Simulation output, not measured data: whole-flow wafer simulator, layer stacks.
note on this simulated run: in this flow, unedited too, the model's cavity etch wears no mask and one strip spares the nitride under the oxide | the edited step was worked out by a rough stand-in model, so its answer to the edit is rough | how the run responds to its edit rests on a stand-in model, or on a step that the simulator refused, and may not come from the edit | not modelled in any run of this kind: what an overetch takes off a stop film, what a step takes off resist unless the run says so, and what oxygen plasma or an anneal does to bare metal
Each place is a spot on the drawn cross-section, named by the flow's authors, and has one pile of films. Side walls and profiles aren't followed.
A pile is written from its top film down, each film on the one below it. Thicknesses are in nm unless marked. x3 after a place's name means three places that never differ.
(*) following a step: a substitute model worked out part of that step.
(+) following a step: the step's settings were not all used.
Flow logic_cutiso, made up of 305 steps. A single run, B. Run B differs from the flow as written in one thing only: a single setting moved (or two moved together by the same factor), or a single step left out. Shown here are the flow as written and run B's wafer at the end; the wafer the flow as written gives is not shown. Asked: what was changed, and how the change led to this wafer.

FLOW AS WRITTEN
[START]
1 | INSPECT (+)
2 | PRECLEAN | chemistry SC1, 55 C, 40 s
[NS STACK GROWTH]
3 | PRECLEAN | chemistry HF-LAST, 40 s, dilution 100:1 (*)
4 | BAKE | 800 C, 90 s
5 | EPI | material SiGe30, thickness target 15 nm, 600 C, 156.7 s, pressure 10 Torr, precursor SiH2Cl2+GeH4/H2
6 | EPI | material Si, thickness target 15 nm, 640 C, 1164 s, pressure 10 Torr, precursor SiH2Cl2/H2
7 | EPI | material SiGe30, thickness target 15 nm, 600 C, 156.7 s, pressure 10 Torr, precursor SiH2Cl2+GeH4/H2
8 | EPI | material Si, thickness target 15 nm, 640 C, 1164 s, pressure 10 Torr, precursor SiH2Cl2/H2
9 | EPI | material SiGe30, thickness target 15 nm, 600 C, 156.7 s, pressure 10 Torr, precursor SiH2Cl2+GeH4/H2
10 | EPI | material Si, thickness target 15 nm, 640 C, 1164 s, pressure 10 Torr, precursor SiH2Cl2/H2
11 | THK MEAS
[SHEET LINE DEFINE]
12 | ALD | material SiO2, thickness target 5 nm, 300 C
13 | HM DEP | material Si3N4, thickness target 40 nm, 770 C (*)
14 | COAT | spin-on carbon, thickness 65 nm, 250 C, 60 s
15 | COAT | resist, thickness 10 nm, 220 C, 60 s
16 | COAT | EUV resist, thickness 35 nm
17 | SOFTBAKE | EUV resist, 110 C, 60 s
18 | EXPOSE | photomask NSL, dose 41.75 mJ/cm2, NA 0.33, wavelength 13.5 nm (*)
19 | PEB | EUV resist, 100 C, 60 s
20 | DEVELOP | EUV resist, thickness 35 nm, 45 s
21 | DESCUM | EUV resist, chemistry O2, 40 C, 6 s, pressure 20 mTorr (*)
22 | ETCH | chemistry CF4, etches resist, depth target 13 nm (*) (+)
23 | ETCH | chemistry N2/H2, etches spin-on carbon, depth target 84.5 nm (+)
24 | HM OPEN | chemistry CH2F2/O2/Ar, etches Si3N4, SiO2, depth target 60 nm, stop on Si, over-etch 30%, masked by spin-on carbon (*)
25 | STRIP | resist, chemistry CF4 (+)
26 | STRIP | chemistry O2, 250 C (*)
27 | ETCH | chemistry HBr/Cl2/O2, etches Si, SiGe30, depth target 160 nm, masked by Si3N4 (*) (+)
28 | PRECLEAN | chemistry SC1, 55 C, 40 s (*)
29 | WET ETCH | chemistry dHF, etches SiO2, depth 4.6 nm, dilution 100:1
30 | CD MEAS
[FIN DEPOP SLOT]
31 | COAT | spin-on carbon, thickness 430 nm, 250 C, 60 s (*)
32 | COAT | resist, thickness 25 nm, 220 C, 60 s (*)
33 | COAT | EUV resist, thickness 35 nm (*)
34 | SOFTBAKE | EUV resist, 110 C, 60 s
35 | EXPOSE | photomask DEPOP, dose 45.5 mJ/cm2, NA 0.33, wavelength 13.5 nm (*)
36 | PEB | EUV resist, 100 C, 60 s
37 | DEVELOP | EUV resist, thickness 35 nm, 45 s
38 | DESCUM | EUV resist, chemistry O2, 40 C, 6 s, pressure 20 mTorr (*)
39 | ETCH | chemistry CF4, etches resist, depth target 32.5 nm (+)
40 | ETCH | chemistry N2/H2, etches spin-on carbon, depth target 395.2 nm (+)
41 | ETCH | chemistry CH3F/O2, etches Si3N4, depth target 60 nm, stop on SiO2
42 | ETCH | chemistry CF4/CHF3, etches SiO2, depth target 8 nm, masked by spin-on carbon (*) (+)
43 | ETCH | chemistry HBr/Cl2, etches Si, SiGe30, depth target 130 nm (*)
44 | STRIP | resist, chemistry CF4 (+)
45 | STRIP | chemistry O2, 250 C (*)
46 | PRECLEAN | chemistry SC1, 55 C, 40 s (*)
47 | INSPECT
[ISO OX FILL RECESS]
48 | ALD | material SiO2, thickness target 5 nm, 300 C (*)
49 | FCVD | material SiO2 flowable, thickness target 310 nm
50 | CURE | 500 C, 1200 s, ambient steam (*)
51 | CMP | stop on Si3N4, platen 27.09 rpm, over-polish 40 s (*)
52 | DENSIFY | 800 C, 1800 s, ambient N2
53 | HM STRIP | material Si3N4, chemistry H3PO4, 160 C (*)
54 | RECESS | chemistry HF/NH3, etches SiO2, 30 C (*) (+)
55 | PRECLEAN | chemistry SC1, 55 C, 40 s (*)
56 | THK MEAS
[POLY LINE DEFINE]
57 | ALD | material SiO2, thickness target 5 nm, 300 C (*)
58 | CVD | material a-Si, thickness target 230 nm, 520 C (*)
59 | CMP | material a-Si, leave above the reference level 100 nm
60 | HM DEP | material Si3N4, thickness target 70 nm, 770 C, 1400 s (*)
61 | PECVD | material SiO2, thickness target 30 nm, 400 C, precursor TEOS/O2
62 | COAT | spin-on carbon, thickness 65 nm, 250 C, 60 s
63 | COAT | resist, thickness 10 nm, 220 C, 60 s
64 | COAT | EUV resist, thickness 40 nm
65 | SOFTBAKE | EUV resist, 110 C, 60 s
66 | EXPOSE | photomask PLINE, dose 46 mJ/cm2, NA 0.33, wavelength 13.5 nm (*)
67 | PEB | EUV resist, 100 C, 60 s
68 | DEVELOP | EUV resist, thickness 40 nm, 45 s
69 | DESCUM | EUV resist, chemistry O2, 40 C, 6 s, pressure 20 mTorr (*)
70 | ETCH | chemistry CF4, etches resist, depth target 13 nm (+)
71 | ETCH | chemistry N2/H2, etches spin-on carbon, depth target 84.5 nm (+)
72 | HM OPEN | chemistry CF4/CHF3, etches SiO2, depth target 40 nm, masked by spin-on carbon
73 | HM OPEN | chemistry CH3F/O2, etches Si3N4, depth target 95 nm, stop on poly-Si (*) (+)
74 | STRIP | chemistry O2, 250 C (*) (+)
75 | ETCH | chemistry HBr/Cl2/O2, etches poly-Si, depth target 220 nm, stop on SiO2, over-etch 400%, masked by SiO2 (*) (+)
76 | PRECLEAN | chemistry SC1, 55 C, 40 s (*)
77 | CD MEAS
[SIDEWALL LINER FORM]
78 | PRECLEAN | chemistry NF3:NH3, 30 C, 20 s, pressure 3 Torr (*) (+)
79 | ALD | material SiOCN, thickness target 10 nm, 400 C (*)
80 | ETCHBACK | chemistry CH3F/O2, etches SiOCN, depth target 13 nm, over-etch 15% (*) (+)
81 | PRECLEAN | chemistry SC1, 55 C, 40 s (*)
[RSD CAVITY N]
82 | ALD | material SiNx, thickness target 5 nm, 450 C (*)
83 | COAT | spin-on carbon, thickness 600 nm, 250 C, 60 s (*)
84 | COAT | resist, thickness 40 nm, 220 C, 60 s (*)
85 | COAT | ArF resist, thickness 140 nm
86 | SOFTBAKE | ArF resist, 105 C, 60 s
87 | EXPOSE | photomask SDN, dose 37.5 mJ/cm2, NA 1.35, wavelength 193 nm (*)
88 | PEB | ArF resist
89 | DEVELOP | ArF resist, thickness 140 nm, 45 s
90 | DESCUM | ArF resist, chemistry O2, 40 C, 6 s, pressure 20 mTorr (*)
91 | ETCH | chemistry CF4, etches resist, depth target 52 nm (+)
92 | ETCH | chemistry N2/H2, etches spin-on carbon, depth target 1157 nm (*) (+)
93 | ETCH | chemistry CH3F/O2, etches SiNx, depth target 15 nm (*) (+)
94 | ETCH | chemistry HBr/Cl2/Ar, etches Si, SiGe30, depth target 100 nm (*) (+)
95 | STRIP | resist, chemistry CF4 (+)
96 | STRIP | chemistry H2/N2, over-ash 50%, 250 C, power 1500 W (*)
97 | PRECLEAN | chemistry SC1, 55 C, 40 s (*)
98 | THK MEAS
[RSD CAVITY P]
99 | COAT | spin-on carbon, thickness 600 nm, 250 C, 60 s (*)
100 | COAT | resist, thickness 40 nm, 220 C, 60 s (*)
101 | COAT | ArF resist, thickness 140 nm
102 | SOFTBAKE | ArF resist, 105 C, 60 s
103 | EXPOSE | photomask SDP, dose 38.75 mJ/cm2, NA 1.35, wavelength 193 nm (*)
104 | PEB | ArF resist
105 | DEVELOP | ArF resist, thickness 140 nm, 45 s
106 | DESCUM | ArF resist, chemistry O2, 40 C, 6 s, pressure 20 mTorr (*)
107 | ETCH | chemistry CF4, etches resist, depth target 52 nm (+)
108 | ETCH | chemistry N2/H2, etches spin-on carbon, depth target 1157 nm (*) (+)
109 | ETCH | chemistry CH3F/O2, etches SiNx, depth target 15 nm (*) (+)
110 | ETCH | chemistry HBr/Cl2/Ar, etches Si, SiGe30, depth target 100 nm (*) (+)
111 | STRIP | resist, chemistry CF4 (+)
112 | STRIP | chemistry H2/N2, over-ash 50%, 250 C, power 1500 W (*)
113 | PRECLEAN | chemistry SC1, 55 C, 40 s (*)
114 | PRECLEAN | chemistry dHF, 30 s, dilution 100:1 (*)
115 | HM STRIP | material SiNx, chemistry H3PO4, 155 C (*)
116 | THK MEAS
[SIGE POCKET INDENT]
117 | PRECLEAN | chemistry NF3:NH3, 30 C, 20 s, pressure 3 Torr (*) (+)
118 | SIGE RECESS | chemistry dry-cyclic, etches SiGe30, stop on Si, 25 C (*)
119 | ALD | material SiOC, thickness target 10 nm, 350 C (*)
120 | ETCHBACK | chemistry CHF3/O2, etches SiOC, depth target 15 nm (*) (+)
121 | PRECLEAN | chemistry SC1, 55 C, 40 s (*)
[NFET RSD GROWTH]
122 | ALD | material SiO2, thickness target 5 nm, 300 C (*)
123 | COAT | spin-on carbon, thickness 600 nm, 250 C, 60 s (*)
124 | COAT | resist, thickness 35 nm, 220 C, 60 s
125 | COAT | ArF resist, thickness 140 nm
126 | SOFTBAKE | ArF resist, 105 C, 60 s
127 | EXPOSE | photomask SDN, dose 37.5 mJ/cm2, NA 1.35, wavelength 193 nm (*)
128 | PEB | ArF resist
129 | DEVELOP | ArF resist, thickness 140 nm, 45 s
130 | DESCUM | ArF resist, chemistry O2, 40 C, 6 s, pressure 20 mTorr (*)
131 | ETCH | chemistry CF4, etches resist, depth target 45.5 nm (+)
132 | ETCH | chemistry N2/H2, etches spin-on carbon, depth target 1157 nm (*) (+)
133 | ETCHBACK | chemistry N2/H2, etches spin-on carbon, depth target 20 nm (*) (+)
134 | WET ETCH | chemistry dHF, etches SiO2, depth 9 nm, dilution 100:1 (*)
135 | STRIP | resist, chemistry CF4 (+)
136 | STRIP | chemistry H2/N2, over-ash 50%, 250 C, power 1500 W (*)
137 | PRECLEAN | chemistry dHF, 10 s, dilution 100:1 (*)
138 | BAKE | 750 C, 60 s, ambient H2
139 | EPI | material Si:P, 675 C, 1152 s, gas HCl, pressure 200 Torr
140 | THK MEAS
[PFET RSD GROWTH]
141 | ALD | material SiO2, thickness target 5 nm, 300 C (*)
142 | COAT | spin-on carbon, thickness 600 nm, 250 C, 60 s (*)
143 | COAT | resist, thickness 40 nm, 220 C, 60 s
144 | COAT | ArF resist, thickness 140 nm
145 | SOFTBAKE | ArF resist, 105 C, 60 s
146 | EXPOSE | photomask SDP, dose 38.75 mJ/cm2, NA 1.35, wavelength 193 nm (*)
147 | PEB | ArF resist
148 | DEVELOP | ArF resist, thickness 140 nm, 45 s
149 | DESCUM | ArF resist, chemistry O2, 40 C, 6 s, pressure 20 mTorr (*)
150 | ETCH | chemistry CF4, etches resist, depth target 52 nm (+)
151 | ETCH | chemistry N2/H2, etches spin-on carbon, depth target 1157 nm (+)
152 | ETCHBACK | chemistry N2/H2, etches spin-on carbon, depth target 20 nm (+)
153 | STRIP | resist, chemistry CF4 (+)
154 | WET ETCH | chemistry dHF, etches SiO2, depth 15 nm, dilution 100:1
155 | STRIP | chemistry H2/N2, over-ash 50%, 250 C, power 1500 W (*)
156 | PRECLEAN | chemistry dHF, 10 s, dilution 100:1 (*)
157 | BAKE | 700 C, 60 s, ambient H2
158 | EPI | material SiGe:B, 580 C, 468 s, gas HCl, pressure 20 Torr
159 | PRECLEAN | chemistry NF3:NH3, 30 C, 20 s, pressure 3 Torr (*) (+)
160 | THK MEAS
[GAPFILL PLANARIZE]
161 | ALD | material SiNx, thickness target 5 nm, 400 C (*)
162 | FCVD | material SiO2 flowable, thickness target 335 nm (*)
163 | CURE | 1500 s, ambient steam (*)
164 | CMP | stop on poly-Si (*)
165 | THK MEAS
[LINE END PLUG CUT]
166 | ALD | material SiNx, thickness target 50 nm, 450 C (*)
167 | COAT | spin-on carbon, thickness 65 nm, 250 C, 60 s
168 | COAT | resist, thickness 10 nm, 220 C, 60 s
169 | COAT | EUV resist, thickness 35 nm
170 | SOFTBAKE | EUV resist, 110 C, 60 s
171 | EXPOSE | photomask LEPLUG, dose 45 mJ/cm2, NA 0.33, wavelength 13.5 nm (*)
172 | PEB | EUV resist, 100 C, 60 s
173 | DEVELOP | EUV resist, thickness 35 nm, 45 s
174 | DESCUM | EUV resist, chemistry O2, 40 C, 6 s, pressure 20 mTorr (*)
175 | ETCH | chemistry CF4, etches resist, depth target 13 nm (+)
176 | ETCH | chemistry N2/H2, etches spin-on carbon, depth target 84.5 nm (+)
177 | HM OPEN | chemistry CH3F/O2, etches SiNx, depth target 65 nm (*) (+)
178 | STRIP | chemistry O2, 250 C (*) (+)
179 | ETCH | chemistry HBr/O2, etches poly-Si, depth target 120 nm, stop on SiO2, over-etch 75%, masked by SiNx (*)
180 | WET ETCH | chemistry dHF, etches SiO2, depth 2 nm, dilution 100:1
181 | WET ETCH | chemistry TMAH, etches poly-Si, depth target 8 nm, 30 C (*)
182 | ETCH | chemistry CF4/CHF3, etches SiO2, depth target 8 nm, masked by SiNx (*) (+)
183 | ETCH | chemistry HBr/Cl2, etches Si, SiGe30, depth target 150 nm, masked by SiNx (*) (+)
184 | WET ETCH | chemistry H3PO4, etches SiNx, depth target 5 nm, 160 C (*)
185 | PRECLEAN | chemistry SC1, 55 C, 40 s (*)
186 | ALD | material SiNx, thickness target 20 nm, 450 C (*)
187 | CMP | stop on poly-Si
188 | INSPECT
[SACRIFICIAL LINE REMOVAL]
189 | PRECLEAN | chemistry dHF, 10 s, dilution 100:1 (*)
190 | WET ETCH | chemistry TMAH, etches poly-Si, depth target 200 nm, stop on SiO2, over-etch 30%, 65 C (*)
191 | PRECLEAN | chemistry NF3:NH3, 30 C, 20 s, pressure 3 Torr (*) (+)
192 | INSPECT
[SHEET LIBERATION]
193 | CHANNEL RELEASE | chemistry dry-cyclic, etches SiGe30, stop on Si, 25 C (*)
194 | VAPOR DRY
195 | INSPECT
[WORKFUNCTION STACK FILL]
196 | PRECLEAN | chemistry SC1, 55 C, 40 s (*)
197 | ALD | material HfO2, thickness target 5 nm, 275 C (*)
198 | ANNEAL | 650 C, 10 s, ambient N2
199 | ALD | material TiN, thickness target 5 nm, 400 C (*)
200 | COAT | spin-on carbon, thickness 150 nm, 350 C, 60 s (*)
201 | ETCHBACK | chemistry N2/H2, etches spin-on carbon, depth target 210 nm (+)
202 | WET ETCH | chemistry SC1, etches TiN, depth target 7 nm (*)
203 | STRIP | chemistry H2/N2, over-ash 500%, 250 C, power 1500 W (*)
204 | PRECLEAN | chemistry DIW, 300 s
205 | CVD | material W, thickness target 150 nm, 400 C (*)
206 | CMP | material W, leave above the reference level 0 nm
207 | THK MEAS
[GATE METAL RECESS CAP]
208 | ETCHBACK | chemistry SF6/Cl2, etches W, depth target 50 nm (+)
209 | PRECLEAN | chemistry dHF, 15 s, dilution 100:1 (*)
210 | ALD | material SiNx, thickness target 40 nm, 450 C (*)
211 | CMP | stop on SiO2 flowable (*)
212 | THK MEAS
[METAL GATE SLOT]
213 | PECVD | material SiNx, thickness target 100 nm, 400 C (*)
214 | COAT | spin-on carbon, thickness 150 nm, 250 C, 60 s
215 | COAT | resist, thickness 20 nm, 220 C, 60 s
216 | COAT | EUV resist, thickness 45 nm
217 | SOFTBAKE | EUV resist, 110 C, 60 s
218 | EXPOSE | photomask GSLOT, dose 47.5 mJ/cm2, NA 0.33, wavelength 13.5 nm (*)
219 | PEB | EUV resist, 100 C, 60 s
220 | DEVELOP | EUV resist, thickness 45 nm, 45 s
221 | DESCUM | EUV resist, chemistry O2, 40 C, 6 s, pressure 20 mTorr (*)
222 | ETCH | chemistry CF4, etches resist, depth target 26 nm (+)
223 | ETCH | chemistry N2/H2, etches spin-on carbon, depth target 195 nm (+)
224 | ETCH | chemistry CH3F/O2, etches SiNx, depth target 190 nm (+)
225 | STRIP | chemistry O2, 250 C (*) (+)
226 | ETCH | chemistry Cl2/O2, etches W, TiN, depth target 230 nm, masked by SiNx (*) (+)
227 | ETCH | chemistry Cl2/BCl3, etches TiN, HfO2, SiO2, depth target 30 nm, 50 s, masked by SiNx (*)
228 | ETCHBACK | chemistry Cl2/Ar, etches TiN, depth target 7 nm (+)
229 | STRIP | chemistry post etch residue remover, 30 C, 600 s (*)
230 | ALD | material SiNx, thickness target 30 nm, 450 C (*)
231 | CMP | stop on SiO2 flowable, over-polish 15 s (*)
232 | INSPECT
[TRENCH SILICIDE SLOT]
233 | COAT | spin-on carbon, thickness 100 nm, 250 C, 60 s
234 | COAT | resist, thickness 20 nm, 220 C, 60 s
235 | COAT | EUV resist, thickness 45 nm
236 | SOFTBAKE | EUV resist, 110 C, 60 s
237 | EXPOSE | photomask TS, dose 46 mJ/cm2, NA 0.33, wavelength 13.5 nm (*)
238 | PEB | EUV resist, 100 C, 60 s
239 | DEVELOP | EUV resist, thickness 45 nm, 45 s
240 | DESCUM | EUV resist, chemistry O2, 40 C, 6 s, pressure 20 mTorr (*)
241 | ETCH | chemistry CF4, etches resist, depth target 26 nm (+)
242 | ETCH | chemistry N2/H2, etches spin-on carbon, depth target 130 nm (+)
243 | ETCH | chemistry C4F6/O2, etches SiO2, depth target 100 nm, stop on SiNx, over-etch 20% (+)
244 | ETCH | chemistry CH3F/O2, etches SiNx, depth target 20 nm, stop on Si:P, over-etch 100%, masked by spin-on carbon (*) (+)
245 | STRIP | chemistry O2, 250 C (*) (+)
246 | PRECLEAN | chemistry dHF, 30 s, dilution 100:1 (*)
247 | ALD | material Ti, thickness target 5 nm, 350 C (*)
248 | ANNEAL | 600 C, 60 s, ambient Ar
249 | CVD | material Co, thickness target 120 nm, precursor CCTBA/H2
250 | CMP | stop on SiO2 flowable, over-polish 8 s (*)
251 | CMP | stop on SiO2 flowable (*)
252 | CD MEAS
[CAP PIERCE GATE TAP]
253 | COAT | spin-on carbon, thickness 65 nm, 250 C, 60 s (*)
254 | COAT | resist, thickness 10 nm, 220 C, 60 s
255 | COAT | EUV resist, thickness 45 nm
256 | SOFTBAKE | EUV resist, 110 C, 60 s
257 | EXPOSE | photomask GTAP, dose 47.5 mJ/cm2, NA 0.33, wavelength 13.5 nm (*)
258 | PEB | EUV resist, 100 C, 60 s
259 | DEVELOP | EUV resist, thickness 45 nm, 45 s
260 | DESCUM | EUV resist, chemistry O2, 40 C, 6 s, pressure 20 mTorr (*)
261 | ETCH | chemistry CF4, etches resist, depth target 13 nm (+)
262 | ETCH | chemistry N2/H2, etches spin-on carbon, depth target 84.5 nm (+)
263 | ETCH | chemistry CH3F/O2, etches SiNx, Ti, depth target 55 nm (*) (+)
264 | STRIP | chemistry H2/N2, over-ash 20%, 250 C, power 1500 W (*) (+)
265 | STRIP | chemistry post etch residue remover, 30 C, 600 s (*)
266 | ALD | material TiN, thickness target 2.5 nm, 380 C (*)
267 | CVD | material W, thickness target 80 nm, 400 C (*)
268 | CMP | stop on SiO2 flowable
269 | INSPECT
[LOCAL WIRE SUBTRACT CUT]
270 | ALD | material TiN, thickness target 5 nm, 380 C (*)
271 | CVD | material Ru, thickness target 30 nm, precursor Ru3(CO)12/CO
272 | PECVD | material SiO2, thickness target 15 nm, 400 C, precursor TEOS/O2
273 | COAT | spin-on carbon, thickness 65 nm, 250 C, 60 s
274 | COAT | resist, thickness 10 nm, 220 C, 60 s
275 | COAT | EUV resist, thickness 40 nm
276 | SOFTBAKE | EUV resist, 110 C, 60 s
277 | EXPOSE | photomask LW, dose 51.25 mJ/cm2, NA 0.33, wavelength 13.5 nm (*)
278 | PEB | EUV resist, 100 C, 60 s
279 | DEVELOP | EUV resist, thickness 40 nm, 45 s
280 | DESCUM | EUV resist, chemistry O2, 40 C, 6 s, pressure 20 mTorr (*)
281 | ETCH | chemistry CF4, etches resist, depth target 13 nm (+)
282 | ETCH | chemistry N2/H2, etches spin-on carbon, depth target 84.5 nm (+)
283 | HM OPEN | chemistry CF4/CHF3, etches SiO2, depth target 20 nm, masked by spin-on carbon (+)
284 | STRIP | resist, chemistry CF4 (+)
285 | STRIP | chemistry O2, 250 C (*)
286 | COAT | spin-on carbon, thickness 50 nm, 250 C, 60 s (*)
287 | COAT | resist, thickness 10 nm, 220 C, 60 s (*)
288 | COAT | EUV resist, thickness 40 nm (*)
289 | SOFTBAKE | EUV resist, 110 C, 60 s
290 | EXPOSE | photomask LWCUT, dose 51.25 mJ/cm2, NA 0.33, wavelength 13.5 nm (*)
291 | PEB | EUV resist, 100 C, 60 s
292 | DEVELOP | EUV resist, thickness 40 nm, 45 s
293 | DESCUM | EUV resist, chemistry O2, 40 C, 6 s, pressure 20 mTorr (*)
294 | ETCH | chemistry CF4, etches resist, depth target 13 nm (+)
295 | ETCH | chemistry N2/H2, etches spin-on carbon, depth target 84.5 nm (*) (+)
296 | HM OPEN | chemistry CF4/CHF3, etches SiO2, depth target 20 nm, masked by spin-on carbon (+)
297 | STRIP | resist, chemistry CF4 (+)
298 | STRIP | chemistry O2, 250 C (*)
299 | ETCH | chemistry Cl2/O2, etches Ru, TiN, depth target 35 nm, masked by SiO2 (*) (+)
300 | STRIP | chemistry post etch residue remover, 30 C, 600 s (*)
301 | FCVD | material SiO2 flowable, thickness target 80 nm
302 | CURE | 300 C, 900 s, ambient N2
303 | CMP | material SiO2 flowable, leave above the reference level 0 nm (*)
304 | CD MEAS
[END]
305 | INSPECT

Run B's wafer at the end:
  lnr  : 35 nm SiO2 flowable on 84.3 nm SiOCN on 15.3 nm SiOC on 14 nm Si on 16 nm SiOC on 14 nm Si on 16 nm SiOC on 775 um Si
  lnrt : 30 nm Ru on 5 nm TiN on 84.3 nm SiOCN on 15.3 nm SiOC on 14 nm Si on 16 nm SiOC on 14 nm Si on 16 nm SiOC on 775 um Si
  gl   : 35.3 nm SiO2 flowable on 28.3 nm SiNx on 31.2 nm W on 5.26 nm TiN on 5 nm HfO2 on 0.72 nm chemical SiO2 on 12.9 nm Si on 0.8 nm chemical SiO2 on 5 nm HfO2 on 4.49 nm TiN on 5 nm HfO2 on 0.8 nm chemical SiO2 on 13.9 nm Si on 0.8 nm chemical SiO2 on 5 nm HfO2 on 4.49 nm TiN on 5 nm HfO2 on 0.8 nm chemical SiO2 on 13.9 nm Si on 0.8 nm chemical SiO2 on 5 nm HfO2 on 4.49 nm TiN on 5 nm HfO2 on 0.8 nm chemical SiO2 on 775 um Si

The reason: step 75, ETCH: over-etch 560% was run, though the flow has over-etch 400%.

How this came from the change, step by step:
  75 | ETCH | chemistry HBr/Cl2/O2, etches poly-Si, depth target 220 nm, stop on SiO2, over-etch 400%, masked by SiO2 (*) (+)
      lnr, lnrp, lnrt, rsdn, rsdp, rsdw, rsdx: chemical SiO2 loses 0.79 (all of it), poly-Si loses 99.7 (all of it), SiO2 loses 5 (all of it), chemical SiO2 loses 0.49 (all of it), Si loses 13.9 (all of it) (it would be, as written: chemical SiO2 loses 0.79 (all of it), poly-Si loses 99.7 (all of it), SiO2 loses 5 (all of it))
      iso, lnri: chemical SiO2 loses 0.79 (all of it), poly-Si loses 189.1 (all of it), SiO2 loses 5 (all of it), SiO2 flowable loses 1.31 (it would be, as written: chemical SiO2 loses 0.79 (all of it), poly-Si loses 189.1 (all of it), SiO2 loses 4.55)
      (also at 13 further places)
  80 | ETCHBACK | chemistry CH3F/O2, etches SiOCN, depth target 13 nm, over-etch 15% (*) (+)
      rsdn, rsdp, rsdw, rsdx: SiOCN loses 10 (all of it), SiGe30 loses 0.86 (it would be, as written: SiOCN loses 10 (all of it), Si loses 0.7)
      lnr, lnrp, lnrt: SiOCN gains 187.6 (it would be, as written: SiOCN gains 175.1)
  94 | ETCH | chemistry HBr/Cl2/Ar, etches Si, SiGe30, depth target 100 nm (*) (+)
      rsdn, rsdx: chemical SiO2 loses 0.49 (all of it), SiGe30 loses 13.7 (all of it), Si loses 15 (all of it), SiGe30 loses 15 (all of it), Si loses 15 (all of it), SiGe30 loses 15 (all of it), Si loses 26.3 (it would be, as written: chemical SiO2 loses 0.49 (all of it), Si loses 12.8 (all of it), SiGe30 loses 15 (all of it), Si loses 15 (all of it), SiGe30 loses 15 (all of it), Si loses 15 (all of it), SiGe30 loses 15 (all of it), Si loses 12.2)
  110 | ETCH | chemistry HBr/Cl2/Ar, etches Si, SiGe30, depth target 100 nm (*) (+)
      rsdp, rsdw: chemical SiO2 loses 0.49 (all of it), SiGe30 loses 13.7 (all of it), Si loses 15 (all of it), SiGe30 loses 15 (all of it), Si loses 15 (all of it), SiGe30 loses 15 (all of it), Si loses 26.3 (it would be, as written: chemical SiO2 loses 0.49 (all of it), Si loses 12.8 (all of it), SiGe30 loses 15 (all of it), Si loses 15 (all of it), SiGe30 loses 15 (all of it), Si loses 15 (all of it), SiGe30 loses 15 (all of it), Si loses 12.2)
  118 | SIGE RECESS | chemistry dry-cyclic, etches SiGe30, stop on Si, 25 C (*)
      lnr, lnrp, lnrt: SiOCN loses 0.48, cavity gains 15.3 (new film), SiGe30 loses 14.8 (all of it), Si loses 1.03, cavity gains 16 (new film), SiGe30 loses 15 (all of it), Si loses 1.03, cavity gains 16 (new film), SiGe30 loses 15 (all of it), Si loses 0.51 (it would be, as written: SiOCN loses 0.48, Si loses 0.51, cavity gains 16 (new film), SiGe30 loses 15 (all of it), Si loses 1.03, cavity gains 16 (new film), SiGe30 loses 15 (all of it), Si loses 1.03, cavity gains 16 (new film), SiGe30 loses 15 (all of it), Si loses 0.51)
  119 | ALD | material SiOC, thickness target 10 nm, 350 C (*)
      lnr, lnrp, lnrt: SiOC gains 10 (new film), SiOC gains 15.3 (new film), cavity loses 15.3 (all of it), SiOC gains 16 (new film), cavity loses 16 (all of it), SiOC gains 16 (new film), cavity loses 16 (all of it) (it would be, as written: SiOC gains 10 (new film), SiOC gains 16 (new film), cavity loses 16 (all of it), SiOC gains 16 (new film), cavity loses 16 (all of it), SiOC gains 16 (new film), cavity loses 16 (all of it))
  120 | ETCHBACK | chemistry CHF3/O2, etches SiOC, depth target 15 nm (*) (+)
      gxn: SiOC loses 10.8 (all of it), SiO2 loses 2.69 (all of it), Si3N4 loses 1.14 (it would be, as written: SiOC loses 11 (all of it), SiO2 loses 4.21 (all of it))
      gxp: SiOC loses 10.8 (all of it), SiO2 loses 2.73 (all of it), Si3N4 loses 1.14 (it would be, as written: SiOC loses 11 (all of it), SiO2 loses 4.25 (all of it))
      (also at 3 further places)
  122 | ALD | material SiO2, thickness target 5 nm, 300 C (*)
      gxn: SiO2 gains 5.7 (new film) (it would be, as written: SiO2 gains 6.76 (new film))
      gxp: SiO2 gains 5.68 (new film) (it would be, as written: SiO2 gains 6.75 (new film))
  132 | ETCH | chemistry N2/H2, etches spin-on carbon, depth target 1157 nm (*) (+)
      gxn: spin-on carbon loses 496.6 (all of it), SiO2 loses 5.7 (all of it), Si3N4 loses 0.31 (it would be, as written: spin-on carbon loses 499.4 (all of it), SiO2 loses 6.06)
  133 | ETCHBACK | chemistry N2/H2, etches spin-on carbon, depth target 20 nm (*) (+)
      gxn: Si3N4 loses 0.56 (it would be, as written: SiO2 loses 0.7 (all of it), Si3N4 loses 0.21)
  139 | EPI | material Si:P, 675 C, 1152 s, gas HCl, pressure 200 Torr
      rsdn, rsdx: Si:P gains 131 (new film) (it would be, as written: Si:P gains 116.9 (new film))
  141 | ALD | material SiO2, thickness target 5 nm, 300 C (*)
      gxp: SiO2 gains 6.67 (it would be, as written: SiO2 gains 5)
  158 | EPI | material SiGe:B, 580 C, 468 s, gas HCl, pressure 20 Torr
      rsdp, rsdw: SiGe:B gains 131 (new film) (it would be, as written: SiGe:B gains 116.8 (new film))
  164 | CMP | stop on poly-Si (*)
      depop, dpovl, isow, ns, nsgap: SiO2 flowable loses 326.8 (all of it), SiNx loses 5 (all of it), SiO2 loses 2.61 (all of it), Si3N4 loses 70 (all of it) (it would be, as written: SiO2 flowable loses 326.8 (all of it), SiNx loses 5 (all of it), SiO2 loses 4.13 (all of it), Si3N4 loses 70 (all of it))
      gxf, plug: SiO2 flowable loses 252.4 (all of it), SiNx loses 5 (all of it), SiO2 loses 2.61 (all of it), Si3N4 loses 70 (all of it) (it would be, as written: SiO2 flowable loses 251.9 (all of it), SiNx loses 5 (all of it), SiO2 loses 4.13 (all of it), Si3N4 loses 70 (all of it))
      (also at 5 further places)
